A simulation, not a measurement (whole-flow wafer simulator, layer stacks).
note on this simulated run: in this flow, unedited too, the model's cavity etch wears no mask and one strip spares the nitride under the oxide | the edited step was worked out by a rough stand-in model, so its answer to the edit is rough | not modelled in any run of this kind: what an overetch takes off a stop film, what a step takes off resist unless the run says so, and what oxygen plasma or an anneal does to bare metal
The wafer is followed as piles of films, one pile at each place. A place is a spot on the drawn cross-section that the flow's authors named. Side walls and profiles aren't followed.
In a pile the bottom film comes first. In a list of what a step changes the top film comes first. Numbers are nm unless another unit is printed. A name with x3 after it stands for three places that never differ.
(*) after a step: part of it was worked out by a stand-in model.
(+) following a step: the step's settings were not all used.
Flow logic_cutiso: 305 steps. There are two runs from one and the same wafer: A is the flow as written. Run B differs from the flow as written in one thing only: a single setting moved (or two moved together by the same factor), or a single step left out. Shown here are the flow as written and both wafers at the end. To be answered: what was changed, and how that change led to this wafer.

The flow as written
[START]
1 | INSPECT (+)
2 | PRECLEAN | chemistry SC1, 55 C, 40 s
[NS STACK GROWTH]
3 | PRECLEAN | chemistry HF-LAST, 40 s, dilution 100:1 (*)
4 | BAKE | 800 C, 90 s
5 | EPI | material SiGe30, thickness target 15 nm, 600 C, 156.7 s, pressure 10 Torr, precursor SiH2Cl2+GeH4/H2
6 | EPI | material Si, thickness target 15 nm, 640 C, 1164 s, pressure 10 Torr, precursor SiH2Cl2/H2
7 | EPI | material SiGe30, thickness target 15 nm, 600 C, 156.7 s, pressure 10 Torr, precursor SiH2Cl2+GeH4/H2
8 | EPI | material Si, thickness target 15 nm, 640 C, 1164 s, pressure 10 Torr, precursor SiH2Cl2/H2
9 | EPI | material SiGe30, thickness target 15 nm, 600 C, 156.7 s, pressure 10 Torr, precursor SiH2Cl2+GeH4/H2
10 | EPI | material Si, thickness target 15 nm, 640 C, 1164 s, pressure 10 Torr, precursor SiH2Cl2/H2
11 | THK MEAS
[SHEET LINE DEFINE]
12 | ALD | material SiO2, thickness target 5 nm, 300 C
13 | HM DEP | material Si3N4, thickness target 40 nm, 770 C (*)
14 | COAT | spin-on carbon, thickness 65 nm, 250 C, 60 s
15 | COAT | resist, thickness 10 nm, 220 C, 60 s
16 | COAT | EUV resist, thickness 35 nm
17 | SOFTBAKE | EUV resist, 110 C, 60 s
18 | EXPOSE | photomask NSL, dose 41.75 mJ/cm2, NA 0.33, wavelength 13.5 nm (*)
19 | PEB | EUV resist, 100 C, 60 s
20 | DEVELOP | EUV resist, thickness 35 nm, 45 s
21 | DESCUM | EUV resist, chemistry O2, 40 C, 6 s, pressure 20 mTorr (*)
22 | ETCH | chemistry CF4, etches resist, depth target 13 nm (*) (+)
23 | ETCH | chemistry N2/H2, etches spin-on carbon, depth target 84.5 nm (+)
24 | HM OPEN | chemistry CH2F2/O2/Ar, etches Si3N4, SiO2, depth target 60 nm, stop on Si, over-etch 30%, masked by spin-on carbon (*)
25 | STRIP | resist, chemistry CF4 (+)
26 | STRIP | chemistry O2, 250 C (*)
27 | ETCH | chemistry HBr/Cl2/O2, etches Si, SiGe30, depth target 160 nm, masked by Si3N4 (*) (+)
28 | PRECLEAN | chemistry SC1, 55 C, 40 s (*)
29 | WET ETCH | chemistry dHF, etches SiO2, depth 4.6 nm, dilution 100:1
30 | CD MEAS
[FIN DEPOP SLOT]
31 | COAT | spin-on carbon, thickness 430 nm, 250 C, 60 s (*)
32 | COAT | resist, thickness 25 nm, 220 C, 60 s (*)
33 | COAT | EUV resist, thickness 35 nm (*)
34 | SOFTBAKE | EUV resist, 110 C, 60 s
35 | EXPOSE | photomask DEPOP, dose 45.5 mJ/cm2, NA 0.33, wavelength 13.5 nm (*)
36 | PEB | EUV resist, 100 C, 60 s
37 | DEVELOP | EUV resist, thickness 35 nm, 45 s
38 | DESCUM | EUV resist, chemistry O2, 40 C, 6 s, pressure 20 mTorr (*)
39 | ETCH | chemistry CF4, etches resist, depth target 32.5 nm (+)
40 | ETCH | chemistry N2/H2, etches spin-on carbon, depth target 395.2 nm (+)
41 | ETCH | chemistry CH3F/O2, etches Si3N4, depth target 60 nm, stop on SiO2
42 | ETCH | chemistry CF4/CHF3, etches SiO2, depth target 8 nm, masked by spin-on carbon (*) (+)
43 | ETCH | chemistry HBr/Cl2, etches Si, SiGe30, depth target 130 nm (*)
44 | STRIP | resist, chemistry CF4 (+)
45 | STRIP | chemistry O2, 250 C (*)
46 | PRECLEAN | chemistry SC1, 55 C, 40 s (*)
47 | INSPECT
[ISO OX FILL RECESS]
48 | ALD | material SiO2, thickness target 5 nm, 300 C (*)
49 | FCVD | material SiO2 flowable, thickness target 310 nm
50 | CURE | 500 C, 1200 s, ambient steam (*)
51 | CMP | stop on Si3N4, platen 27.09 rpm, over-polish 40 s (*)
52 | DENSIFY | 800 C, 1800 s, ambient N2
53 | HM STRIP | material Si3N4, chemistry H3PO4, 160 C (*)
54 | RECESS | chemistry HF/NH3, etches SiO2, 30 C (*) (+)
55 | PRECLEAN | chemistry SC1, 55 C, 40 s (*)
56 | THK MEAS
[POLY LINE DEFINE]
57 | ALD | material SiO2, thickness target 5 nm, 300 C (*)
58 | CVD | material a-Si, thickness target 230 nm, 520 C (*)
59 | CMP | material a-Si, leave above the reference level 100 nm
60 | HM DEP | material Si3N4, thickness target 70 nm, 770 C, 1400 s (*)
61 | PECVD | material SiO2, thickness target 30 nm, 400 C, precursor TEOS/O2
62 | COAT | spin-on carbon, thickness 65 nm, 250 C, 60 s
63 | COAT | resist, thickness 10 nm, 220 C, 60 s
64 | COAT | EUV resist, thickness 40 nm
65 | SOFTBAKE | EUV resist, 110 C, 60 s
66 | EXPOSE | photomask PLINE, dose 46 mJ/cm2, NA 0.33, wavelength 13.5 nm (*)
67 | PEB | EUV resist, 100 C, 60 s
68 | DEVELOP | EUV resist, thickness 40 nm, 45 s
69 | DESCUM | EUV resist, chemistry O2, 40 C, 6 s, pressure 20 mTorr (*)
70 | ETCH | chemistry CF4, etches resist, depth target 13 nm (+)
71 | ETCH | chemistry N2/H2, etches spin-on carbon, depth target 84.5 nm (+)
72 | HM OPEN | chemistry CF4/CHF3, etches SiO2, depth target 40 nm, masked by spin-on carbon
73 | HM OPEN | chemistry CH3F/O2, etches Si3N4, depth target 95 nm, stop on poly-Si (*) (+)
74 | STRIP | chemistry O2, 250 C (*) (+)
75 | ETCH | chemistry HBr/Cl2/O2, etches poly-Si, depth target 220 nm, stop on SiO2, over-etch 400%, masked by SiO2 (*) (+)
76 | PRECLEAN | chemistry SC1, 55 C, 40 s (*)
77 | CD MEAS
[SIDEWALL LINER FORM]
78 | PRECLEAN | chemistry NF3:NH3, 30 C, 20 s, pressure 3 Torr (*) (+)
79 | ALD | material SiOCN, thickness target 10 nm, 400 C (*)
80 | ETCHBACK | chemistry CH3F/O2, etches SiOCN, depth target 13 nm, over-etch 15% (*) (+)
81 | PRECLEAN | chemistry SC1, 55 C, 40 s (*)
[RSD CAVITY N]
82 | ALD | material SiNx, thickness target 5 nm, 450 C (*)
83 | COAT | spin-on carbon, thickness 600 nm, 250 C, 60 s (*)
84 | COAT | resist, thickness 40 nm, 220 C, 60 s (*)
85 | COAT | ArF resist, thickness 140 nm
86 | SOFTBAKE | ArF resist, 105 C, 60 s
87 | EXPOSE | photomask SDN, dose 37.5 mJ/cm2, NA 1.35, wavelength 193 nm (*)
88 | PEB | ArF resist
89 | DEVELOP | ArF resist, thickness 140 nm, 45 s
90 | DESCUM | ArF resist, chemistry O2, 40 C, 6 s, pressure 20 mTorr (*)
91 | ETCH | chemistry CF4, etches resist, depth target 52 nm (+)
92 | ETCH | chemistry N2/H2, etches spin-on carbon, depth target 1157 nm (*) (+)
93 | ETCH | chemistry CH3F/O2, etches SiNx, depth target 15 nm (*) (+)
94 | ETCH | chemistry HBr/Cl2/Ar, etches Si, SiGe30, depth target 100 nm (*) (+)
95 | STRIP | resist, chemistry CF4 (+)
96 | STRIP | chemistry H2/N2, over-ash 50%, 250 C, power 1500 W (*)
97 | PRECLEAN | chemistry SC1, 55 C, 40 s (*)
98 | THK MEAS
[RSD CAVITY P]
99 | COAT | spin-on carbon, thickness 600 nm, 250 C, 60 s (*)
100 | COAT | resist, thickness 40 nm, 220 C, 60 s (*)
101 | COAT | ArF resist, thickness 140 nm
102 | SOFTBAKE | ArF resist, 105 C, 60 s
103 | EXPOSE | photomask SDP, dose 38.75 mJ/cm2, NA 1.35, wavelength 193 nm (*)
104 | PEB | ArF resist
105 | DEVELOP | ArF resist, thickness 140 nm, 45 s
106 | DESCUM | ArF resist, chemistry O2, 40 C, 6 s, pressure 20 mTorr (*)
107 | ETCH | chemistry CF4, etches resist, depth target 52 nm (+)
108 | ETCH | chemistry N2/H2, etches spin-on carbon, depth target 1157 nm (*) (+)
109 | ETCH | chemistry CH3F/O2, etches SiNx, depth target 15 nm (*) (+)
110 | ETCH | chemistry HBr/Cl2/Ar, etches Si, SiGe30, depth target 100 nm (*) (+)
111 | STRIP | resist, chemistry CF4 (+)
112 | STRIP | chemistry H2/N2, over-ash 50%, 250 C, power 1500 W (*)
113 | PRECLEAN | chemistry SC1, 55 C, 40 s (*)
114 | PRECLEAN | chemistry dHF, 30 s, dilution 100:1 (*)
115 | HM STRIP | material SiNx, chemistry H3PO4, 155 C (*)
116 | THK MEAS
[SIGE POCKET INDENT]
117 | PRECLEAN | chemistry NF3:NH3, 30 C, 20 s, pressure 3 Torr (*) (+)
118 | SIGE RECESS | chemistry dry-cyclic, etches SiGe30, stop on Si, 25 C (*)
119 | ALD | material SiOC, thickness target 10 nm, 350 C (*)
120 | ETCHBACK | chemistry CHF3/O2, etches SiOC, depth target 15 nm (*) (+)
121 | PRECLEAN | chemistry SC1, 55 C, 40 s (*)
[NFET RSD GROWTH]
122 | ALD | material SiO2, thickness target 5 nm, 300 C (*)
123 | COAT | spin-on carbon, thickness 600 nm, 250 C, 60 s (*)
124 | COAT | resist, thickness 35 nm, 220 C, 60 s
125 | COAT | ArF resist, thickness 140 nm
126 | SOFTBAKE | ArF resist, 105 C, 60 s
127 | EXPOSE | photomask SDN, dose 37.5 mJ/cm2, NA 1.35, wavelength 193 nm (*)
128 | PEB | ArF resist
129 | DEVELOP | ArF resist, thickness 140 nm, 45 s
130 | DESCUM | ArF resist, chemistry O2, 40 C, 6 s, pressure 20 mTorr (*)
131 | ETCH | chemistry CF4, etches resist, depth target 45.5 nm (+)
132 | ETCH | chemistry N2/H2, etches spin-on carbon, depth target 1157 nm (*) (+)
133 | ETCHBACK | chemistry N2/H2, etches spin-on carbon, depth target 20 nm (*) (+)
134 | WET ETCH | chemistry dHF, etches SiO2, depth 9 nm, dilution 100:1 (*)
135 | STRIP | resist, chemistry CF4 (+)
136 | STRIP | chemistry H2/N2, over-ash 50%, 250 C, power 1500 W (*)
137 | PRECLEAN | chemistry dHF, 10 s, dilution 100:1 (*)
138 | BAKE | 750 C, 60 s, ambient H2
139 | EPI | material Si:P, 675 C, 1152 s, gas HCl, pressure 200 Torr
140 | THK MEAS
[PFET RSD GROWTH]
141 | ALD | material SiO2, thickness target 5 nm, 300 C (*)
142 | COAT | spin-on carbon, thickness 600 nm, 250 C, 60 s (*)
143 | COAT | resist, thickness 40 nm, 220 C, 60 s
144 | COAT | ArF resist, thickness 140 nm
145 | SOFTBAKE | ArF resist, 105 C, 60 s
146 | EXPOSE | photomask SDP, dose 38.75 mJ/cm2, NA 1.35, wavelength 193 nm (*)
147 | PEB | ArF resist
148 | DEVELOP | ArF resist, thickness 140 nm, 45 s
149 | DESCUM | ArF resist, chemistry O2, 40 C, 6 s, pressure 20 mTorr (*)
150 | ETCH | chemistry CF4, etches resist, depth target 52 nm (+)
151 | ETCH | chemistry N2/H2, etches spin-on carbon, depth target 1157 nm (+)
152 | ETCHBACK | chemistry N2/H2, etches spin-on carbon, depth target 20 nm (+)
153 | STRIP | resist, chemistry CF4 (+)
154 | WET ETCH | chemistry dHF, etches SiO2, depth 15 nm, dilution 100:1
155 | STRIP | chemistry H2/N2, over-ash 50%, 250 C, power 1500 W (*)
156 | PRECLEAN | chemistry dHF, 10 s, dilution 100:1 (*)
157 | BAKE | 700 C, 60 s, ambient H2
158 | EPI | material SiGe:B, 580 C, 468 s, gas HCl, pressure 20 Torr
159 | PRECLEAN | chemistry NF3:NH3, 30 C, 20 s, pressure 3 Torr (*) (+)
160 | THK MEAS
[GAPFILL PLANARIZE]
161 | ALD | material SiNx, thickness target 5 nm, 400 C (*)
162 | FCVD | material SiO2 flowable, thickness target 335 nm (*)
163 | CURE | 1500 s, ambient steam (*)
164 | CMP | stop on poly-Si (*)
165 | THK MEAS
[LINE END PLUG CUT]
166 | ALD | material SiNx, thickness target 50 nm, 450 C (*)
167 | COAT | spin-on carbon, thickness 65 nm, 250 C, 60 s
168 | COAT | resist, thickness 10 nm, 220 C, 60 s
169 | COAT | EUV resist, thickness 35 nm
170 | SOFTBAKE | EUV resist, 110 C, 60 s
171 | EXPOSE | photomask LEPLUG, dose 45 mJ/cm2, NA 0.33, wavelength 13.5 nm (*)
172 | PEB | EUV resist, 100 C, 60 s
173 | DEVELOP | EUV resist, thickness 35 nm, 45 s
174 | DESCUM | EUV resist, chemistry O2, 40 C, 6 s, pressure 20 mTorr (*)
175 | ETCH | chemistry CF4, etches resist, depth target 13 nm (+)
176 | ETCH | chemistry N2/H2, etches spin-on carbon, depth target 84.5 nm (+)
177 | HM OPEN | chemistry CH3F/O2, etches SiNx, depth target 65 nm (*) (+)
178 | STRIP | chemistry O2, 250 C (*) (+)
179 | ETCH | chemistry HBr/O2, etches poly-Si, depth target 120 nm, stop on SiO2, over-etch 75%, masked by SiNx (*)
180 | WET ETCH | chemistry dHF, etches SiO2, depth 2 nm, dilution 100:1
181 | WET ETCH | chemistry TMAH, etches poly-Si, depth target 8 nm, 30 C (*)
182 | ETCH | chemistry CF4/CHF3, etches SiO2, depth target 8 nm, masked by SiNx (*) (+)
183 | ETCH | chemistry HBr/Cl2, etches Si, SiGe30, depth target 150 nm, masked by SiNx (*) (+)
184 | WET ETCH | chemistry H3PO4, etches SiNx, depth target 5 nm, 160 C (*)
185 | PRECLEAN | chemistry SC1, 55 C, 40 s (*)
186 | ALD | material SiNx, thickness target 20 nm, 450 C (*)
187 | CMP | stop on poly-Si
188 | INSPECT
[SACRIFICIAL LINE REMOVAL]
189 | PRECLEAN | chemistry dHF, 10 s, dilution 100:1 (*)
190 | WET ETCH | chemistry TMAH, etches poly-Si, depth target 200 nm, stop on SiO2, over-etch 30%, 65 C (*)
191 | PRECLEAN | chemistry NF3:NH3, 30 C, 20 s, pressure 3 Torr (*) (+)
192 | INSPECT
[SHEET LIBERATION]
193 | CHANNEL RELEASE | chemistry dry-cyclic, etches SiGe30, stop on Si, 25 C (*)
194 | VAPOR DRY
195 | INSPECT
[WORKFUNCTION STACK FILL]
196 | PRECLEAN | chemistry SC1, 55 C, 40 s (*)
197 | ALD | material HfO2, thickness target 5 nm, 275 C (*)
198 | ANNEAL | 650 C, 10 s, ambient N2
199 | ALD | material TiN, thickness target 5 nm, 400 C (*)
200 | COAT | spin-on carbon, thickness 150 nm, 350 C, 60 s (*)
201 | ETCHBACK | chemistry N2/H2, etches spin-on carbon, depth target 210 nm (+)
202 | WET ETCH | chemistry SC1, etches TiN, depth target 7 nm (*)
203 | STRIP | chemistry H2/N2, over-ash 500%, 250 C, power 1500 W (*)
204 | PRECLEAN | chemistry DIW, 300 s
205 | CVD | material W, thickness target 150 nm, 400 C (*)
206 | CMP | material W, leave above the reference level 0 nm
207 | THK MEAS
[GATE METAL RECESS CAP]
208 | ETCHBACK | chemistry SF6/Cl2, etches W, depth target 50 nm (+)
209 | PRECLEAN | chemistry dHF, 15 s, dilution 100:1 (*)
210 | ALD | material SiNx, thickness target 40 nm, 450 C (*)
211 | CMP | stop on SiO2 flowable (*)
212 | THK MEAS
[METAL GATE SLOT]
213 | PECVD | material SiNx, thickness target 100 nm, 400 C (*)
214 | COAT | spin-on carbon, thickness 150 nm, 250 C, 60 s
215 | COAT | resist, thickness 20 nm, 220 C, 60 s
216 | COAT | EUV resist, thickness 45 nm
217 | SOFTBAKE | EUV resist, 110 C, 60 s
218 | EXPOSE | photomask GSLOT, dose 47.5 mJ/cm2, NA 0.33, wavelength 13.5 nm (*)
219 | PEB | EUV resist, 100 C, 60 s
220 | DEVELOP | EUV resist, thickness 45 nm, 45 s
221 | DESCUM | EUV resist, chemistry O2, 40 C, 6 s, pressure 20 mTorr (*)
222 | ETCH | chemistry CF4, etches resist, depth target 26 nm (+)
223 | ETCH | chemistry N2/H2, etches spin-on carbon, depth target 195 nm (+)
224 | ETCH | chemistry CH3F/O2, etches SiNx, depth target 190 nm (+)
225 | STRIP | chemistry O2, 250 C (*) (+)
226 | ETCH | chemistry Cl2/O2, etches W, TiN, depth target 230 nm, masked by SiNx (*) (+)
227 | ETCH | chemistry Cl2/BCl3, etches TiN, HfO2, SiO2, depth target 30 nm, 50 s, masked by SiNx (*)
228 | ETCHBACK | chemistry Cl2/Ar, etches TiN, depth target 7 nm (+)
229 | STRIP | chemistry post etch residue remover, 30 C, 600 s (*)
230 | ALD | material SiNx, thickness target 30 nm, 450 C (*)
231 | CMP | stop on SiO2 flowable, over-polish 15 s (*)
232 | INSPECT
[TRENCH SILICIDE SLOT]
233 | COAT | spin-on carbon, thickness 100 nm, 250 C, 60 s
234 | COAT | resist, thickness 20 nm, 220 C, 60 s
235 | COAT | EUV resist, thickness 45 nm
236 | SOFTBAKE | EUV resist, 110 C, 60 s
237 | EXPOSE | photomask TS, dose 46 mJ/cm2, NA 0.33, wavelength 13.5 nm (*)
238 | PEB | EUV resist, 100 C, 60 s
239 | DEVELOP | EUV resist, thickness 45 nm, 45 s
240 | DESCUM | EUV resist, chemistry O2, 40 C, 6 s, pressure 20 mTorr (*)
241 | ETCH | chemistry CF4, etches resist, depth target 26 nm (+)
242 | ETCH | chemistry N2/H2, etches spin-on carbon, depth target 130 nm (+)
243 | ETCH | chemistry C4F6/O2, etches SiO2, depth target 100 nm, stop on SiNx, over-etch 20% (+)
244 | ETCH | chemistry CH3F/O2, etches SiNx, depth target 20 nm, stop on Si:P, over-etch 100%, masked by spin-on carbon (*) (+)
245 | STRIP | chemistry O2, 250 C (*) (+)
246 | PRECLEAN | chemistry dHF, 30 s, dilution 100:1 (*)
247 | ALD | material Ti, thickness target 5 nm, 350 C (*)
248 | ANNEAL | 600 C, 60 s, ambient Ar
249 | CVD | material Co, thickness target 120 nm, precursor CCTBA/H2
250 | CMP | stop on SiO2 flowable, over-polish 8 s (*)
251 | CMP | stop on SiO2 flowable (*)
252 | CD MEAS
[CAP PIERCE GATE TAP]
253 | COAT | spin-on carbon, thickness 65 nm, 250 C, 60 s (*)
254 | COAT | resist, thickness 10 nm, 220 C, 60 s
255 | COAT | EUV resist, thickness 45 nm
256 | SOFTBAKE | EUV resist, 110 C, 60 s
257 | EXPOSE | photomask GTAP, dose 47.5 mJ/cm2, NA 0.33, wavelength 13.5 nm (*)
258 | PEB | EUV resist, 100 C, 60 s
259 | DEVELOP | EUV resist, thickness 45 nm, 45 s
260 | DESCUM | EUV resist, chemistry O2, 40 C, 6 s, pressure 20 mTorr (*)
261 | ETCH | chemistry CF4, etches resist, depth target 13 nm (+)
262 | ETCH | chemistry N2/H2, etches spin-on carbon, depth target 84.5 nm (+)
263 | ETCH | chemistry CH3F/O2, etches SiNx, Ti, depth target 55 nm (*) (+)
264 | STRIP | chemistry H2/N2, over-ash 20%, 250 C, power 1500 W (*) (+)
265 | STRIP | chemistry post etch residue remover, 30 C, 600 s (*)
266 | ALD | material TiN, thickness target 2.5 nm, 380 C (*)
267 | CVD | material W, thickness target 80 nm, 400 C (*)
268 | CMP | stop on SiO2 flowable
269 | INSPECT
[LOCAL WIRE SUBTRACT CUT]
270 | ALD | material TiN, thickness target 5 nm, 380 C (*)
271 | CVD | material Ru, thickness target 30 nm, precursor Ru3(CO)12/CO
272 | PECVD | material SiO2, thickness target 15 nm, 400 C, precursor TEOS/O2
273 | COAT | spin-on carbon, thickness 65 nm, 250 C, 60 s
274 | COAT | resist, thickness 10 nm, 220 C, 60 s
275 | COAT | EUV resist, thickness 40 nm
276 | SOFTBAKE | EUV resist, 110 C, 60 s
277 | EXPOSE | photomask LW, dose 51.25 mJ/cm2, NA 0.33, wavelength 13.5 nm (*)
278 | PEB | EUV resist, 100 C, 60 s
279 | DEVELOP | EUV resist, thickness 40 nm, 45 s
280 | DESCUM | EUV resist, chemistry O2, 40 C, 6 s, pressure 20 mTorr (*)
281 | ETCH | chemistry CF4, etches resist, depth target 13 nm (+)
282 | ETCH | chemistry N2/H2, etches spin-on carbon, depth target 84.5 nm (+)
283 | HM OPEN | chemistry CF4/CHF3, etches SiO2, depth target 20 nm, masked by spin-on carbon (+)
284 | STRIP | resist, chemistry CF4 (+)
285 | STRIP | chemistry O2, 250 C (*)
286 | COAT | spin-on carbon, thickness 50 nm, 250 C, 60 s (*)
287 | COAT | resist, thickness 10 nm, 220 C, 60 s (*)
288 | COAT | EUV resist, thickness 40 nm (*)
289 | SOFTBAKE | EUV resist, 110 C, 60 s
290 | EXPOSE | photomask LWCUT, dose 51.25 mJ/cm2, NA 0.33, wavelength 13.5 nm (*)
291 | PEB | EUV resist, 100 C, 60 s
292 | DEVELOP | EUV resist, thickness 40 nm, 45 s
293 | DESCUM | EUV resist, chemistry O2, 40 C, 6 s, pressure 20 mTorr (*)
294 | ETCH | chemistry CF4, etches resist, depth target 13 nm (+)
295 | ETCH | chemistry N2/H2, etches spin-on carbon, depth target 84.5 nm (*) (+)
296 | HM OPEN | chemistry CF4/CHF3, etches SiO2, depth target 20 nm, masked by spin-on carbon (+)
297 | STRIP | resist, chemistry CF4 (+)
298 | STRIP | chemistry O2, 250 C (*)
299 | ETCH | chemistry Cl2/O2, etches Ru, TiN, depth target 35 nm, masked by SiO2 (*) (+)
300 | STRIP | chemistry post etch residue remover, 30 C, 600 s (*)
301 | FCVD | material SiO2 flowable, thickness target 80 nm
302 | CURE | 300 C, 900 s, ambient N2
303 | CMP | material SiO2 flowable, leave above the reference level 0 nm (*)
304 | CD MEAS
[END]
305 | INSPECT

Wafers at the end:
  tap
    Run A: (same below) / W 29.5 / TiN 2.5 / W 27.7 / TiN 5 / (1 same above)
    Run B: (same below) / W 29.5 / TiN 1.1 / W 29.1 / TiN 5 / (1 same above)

Cause: step 266, ALD: thickness target 1.1 nm was run, though the flow has thickness target 2.5 nm.
The wafer itself shows it: tap has TiN 1.1, and step 266 as written asks for 2.5 nm.

How this came from the change, step by step:
  266 | ALD | material TiN, thickness target 2.5 nm, 380 C (*)
      depop, dpovl, gfld and 19 more: A TiN gains 2.5 (new film) | B TiN gains 1.1 (new film)
  268 | CMP | stop on SiO2 flowable
      depop, dpovl, gfld and 9 more: A W loses 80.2 (all of it), TiN loses 2.5 (all of it), SiNx loses 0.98 | B W loses 80.2 (all of it), TiN loses 1.1 (all of it), SiNx loses 0.98
      lnr, lnri, lnrp, lnrt: A W loses 80 (all of it), TiN loses 2.5 (all of it), SiOCN loses 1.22 | B W loses 80 (all of it), TiN loses 1.1 (all of it), SiOCN loses 1.22
      (also at 5 further places)
